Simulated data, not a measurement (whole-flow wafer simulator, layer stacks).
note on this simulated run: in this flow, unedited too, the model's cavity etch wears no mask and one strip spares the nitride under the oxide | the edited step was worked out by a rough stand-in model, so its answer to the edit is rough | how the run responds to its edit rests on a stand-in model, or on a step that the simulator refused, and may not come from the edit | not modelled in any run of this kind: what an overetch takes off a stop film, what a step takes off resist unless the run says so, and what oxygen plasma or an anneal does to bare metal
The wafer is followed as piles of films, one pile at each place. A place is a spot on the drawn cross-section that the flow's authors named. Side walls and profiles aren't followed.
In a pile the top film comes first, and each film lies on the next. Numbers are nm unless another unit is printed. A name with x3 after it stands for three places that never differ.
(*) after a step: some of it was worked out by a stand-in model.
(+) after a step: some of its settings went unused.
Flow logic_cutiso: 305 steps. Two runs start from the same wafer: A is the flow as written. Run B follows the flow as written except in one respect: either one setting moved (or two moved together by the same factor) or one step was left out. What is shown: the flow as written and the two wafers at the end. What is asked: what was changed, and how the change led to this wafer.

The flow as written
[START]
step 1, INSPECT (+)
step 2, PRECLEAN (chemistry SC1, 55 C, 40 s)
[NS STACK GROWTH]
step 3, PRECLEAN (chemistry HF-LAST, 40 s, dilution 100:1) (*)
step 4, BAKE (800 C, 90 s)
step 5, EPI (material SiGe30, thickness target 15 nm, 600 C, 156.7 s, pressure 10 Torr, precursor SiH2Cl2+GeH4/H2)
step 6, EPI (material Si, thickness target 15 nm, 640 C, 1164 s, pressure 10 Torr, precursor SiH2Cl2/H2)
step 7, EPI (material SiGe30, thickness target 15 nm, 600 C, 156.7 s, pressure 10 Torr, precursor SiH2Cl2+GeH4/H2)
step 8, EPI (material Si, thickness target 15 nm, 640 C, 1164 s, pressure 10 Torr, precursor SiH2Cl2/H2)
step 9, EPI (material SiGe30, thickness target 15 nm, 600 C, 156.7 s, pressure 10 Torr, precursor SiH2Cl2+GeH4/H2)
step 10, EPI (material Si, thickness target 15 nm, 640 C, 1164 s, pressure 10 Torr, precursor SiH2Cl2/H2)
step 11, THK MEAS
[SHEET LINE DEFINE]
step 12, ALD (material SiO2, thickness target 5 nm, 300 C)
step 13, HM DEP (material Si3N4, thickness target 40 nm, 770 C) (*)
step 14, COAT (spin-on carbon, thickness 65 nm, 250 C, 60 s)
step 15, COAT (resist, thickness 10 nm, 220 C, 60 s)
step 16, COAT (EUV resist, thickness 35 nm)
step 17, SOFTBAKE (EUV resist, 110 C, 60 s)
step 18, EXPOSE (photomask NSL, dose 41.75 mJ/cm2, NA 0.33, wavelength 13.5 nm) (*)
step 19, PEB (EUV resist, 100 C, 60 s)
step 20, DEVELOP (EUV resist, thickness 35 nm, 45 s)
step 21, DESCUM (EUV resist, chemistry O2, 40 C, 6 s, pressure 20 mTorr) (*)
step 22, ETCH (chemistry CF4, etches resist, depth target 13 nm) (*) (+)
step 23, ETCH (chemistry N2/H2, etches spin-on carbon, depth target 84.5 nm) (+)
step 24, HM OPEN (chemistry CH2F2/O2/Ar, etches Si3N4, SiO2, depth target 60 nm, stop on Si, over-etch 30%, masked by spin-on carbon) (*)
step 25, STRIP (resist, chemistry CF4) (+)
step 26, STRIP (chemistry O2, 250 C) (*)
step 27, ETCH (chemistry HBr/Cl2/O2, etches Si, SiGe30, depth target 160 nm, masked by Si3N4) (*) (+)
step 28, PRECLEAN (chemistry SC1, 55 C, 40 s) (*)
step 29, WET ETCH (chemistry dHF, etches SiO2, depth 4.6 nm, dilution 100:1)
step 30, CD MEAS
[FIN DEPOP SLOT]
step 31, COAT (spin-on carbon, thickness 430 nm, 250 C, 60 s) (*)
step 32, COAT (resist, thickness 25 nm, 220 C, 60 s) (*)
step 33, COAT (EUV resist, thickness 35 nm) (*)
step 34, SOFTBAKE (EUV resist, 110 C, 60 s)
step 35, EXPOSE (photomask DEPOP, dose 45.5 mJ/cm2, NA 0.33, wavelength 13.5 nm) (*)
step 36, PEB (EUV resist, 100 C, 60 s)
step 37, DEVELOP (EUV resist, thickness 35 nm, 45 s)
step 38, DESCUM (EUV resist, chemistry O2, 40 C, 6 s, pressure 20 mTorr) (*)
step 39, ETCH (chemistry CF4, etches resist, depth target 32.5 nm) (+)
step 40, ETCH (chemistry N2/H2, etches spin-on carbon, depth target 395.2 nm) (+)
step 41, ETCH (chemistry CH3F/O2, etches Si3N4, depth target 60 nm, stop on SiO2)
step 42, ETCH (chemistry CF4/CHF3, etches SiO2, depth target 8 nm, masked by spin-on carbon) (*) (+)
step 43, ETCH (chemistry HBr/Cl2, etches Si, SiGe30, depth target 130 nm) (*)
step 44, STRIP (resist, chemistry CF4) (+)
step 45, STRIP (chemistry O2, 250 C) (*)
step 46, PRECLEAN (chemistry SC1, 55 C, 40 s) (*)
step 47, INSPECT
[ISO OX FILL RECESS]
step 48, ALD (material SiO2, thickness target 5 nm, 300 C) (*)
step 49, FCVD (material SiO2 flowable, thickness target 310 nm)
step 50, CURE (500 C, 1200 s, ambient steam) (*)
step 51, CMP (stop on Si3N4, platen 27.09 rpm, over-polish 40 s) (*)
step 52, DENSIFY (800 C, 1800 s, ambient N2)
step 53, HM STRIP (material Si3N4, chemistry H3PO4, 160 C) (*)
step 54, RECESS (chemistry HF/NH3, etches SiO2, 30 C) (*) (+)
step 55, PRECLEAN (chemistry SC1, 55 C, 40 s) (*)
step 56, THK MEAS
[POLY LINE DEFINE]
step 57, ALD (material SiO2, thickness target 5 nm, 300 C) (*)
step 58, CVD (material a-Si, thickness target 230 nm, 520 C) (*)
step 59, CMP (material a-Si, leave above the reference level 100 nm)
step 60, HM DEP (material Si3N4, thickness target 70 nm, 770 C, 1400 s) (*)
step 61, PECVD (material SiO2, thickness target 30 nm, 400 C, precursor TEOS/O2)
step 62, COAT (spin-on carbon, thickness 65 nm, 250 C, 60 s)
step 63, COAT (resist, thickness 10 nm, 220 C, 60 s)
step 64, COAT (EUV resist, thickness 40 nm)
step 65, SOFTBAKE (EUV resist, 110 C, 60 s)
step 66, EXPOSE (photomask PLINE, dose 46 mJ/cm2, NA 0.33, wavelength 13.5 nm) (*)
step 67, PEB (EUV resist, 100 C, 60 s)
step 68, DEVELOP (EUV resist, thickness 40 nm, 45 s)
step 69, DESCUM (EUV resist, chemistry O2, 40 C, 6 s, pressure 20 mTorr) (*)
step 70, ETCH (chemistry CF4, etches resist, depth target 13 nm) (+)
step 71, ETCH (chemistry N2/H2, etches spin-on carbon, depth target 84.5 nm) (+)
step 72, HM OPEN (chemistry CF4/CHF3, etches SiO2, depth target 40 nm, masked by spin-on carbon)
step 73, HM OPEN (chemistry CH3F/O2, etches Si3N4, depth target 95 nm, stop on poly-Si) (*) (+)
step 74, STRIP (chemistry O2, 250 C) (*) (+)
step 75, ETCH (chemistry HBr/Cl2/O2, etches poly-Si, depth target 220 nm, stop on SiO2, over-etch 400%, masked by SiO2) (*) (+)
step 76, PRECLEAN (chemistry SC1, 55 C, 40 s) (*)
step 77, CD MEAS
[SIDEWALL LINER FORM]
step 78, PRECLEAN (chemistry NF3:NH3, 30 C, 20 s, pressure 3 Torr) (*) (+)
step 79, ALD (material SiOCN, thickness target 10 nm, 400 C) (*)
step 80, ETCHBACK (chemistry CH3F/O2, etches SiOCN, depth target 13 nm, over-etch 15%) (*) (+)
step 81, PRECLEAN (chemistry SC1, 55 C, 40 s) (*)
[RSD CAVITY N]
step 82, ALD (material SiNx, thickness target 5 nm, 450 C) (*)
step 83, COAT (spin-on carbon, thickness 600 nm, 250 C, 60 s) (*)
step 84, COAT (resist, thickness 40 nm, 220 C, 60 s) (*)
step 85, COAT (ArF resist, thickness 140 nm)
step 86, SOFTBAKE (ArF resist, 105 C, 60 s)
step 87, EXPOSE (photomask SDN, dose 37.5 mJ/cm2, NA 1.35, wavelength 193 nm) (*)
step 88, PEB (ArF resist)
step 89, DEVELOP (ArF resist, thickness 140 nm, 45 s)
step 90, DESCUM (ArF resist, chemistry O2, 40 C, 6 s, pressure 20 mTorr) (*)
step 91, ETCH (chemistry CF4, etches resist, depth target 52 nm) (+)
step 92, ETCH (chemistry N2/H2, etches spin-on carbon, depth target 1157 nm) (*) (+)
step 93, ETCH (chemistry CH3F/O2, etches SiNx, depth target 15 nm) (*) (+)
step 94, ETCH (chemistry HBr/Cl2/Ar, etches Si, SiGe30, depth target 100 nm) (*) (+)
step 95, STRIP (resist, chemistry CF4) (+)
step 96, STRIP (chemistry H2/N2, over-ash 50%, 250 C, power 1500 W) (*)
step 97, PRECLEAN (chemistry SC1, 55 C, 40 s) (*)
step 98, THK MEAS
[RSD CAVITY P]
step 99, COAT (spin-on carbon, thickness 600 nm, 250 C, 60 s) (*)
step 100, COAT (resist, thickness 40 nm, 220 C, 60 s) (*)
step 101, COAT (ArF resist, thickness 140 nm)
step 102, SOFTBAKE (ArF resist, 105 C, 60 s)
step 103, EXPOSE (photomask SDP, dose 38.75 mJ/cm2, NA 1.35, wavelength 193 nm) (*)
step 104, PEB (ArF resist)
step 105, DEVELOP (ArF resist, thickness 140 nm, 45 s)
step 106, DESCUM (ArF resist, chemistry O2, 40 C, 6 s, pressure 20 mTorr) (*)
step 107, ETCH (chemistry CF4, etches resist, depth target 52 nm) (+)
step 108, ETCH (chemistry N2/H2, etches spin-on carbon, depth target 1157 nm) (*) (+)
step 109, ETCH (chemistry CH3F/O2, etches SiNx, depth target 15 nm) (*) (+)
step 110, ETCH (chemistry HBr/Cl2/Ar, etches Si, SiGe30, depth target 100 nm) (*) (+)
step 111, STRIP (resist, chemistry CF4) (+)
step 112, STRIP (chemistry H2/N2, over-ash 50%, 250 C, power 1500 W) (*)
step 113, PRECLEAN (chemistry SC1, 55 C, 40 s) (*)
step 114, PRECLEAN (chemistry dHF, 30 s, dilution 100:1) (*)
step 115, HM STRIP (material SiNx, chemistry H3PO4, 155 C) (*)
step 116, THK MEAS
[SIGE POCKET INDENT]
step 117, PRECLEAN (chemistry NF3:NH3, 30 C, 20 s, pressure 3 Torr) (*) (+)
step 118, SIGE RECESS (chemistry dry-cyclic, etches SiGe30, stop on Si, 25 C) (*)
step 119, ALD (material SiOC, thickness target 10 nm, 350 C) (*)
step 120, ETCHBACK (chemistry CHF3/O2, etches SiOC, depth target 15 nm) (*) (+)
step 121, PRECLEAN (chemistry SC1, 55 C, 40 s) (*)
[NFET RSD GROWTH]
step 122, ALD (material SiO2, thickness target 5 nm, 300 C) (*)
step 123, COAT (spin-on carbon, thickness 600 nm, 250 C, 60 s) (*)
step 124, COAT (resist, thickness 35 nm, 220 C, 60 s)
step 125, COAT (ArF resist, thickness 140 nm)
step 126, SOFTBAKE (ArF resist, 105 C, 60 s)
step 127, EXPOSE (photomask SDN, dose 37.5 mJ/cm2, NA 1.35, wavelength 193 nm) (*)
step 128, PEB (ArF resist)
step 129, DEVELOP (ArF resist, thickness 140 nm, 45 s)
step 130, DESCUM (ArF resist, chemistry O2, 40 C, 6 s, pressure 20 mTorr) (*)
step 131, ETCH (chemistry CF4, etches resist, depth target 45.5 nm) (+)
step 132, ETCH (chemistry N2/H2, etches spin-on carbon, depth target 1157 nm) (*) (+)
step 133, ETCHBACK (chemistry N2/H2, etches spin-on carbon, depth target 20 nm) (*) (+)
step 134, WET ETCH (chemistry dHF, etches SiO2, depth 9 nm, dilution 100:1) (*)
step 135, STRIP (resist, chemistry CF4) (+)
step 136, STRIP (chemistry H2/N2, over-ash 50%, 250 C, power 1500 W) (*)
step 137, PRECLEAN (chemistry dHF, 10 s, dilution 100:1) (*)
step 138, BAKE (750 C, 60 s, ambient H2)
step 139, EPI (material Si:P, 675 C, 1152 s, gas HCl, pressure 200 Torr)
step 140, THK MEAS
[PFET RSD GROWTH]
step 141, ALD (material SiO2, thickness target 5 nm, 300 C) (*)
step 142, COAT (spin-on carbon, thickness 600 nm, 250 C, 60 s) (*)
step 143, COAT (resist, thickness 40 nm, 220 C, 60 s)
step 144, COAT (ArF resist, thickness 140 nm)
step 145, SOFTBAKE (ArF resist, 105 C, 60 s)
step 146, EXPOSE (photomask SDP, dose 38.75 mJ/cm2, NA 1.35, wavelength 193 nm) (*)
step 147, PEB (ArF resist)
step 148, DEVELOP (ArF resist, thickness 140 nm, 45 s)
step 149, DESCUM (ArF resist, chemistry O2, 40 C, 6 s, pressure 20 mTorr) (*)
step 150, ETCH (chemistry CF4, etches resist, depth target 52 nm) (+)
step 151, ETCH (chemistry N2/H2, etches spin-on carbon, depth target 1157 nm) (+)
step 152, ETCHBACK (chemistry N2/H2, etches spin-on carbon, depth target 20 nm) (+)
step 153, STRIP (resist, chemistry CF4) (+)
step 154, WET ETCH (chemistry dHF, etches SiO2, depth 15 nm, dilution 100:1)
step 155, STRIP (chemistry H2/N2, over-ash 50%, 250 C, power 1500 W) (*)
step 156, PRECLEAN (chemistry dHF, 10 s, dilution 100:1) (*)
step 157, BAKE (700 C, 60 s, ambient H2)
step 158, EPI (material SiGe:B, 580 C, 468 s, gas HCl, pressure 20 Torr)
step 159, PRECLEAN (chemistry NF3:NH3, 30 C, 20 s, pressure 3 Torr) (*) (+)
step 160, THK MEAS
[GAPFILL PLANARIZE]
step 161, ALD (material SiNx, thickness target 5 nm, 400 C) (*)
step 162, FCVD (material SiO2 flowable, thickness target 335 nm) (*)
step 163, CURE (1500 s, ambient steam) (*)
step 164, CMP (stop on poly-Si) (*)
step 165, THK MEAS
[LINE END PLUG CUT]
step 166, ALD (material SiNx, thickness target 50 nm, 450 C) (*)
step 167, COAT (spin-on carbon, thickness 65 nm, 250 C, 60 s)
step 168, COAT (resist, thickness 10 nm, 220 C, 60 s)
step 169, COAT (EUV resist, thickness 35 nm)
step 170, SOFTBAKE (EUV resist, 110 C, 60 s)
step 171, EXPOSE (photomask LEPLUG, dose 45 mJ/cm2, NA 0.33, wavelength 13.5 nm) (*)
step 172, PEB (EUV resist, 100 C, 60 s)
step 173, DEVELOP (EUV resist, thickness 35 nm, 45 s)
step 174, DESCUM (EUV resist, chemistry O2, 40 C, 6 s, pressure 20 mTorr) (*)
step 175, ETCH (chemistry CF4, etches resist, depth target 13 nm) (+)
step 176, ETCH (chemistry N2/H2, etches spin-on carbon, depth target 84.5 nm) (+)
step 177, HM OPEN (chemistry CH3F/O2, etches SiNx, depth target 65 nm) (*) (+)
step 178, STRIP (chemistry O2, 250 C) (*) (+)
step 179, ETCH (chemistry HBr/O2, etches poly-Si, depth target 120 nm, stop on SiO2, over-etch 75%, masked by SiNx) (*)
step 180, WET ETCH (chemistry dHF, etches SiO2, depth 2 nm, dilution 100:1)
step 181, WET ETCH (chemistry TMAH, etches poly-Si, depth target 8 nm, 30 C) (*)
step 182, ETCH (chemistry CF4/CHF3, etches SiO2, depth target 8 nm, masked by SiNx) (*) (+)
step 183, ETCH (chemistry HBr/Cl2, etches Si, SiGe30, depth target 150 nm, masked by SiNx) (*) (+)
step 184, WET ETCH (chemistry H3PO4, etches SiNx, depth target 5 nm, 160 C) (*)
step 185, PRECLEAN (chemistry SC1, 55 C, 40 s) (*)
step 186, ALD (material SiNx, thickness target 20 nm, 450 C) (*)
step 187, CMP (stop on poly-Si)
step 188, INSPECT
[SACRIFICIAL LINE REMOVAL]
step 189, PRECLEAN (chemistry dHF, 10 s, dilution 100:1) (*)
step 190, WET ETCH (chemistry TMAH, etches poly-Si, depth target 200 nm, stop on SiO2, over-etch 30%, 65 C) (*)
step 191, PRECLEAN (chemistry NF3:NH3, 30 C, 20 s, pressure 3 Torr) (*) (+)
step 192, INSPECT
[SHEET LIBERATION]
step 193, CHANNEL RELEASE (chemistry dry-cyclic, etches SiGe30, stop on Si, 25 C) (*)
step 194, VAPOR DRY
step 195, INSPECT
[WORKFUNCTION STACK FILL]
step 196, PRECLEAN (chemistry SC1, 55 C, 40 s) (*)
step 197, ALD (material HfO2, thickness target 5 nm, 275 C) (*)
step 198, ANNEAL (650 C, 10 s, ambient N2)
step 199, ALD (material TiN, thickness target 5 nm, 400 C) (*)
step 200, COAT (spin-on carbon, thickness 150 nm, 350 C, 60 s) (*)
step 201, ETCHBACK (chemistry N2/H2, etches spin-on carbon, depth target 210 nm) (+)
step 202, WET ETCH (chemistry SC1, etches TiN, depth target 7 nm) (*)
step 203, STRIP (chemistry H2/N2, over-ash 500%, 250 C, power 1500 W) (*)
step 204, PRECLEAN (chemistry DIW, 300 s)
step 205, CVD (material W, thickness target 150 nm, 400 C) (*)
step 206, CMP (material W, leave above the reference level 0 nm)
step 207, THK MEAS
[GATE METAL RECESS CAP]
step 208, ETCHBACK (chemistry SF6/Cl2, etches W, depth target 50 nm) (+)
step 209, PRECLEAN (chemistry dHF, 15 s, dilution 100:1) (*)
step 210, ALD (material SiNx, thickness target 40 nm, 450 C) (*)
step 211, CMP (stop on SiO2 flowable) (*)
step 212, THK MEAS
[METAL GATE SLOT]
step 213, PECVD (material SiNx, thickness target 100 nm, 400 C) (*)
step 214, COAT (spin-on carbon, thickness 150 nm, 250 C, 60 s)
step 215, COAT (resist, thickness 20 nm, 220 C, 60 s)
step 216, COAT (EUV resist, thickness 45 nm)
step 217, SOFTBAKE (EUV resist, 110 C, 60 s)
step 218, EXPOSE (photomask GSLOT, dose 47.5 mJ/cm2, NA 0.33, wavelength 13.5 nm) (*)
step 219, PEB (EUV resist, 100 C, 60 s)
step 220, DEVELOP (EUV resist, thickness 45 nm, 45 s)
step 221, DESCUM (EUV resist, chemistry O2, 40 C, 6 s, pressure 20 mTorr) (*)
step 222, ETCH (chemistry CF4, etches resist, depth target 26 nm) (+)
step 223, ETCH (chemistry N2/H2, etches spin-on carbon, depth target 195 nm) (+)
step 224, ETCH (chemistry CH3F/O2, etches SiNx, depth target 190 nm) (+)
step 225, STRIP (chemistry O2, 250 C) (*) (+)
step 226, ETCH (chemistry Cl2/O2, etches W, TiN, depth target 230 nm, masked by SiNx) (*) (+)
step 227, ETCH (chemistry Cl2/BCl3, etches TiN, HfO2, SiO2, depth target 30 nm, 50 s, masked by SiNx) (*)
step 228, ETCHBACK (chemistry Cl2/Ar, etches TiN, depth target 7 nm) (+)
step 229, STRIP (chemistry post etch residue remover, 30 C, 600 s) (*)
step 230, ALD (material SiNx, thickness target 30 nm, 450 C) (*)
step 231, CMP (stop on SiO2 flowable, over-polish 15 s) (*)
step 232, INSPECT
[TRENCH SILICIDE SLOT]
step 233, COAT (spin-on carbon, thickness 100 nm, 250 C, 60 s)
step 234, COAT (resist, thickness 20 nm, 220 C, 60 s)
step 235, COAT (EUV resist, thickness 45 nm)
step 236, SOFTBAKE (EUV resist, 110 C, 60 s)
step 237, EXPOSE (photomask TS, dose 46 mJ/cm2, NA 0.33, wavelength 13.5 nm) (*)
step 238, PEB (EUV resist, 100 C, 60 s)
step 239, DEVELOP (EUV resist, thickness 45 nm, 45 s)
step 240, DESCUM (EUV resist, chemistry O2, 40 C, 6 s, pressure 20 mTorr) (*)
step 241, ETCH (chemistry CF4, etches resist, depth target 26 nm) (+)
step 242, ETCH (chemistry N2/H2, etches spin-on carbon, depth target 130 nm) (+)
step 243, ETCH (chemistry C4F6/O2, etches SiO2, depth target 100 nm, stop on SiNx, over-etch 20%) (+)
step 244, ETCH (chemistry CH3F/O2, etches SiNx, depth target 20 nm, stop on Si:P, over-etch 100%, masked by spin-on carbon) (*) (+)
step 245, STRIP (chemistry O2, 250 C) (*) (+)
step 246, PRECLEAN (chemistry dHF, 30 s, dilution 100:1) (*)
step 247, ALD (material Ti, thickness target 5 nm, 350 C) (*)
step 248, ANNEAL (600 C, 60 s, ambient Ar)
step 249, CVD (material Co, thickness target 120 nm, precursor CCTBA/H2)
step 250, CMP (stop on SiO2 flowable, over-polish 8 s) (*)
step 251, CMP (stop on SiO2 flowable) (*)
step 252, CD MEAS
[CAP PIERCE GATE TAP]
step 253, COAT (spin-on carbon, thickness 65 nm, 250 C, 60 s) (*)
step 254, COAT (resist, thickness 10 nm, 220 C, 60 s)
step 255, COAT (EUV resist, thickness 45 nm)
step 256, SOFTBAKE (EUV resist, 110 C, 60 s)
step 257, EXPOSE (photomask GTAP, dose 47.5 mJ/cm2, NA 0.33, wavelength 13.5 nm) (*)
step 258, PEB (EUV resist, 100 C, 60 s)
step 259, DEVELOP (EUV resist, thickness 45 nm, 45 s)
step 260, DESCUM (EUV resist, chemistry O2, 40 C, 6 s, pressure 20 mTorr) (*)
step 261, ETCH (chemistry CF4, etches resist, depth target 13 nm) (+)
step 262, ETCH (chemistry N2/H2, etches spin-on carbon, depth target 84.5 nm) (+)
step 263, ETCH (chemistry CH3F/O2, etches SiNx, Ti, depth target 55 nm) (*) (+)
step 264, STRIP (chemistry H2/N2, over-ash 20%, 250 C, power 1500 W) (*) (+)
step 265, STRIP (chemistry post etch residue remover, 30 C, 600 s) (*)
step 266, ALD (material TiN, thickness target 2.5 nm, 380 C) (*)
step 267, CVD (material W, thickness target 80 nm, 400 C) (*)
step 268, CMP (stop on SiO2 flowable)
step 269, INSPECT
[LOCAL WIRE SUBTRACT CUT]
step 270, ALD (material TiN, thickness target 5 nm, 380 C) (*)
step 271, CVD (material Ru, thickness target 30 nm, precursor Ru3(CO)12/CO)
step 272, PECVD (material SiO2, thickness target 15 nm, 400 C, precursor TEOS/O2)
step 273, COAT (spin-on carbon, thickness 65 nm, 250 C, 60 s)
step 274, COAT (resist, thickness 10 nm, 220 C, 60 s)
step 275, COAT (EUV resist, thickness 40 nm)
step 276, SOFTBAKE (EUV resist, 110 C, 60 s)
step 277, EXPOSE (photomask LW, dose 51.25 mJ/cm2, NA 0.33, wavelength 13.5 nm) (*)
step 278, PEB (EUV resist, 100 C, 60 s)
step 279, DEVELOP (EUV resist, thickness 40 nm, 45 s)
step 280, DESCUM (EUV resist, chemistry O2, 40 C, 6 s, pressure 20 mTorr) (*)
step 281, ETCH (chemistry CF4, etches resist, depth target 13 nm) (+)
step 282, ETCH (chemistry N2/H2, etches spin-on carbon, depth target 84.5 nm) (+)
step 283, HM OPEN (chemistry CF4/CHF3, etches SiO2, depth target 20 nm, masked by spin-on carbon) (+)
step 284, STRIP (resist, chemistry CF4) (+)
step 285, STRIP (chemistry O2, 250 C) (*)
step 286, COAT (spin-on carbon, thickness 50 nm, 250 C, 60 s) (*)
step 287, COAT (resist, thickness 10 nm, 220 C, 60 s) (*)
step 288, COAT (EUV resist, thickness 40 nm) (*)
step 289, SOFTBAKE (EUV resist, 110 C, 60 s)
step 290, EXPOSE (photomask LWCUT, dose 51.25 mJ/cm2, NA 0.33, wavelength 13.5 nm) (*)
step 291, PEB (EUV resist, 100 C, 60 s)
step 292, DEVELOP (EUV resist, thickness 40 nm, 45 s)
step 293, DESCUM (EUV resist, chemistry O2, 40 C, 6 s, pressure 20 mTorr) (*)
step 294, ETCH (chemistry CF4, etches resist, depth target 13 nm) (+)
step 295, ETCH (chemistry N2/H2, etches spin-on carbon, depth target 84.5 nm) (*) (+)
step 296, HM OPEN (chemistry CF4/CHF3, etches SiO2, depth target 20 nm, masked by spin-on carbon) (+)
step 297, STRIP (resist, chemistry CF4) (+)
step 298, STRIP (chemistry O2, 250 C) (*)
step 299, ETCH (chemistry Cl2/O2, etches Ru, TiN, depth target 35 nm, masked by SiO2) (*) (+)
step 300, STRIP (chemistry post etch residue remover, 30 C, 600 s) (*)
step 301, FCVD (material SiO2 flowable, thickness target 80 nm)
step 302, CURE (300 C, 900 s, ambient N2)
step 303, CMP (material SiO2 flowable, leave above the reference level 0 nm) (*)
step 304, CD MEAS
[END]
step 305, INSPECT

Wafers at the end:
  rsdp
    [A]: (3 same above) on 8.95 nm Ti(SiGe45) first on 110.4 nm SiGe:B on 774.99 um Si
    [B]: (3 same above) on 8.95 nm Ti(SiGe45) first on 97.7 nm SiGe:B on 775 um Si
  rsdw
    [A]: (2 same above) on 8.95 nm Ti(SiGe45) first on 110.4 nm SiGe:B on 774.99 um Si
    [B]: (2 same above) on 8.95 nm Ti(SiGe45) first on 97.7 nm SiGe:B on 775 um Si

Cause: step 110, ETCH: depth target 85 nm was run, while the flow as written has depth target 100 nm.

Step by step, how the change led to this:
  step 110, ETCH (chemistry HBr/Cl2/Ar, etches Si, SiGe30, depth target 100 nm) (*) (+)
      rsdp, rsdw: A -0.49 chemical SiO2 (all of it), -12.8 Si (all of it), -15 SiGe30 (all of it), -15 Si (all of it), -15 SiGe30 (all of it), -15 Si (all of it), -15 SiGe30 (all of it), -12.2 Si | B -0.49 chemical SiO2 (all of it), -12.8 Si (all of it), -15 SiGe30 (all of it), -15 Si (all of it), -15 SiGe30 (all of it), -15 Si (all of it), -12.2 SiGe30
  step 115, HM STRIP (material SiNx, chemistry H3PO4, 155 C) (*)
      rsdp, rsdw: A +0.5 chemical SiO2 (new film), -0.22 Si | B +0.5 chemical SiO2 (new film), -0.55 SiGe30
  step 118, SIGE RECESS (chemistry dry-cyclic, etches SiGe30, stop on Si, 25 C) (*)
      rsdp, rsdw: A nothing | B -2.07 SiGe30 (all of it)
  step 158, EPI (material SiGe:B, 580 C, 468 s, gas HCl, pressure 20 Torr)
      rsdp, rsdw: A +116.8 SiGe:B (new film) | B +104.2 SiGe:B (new film)
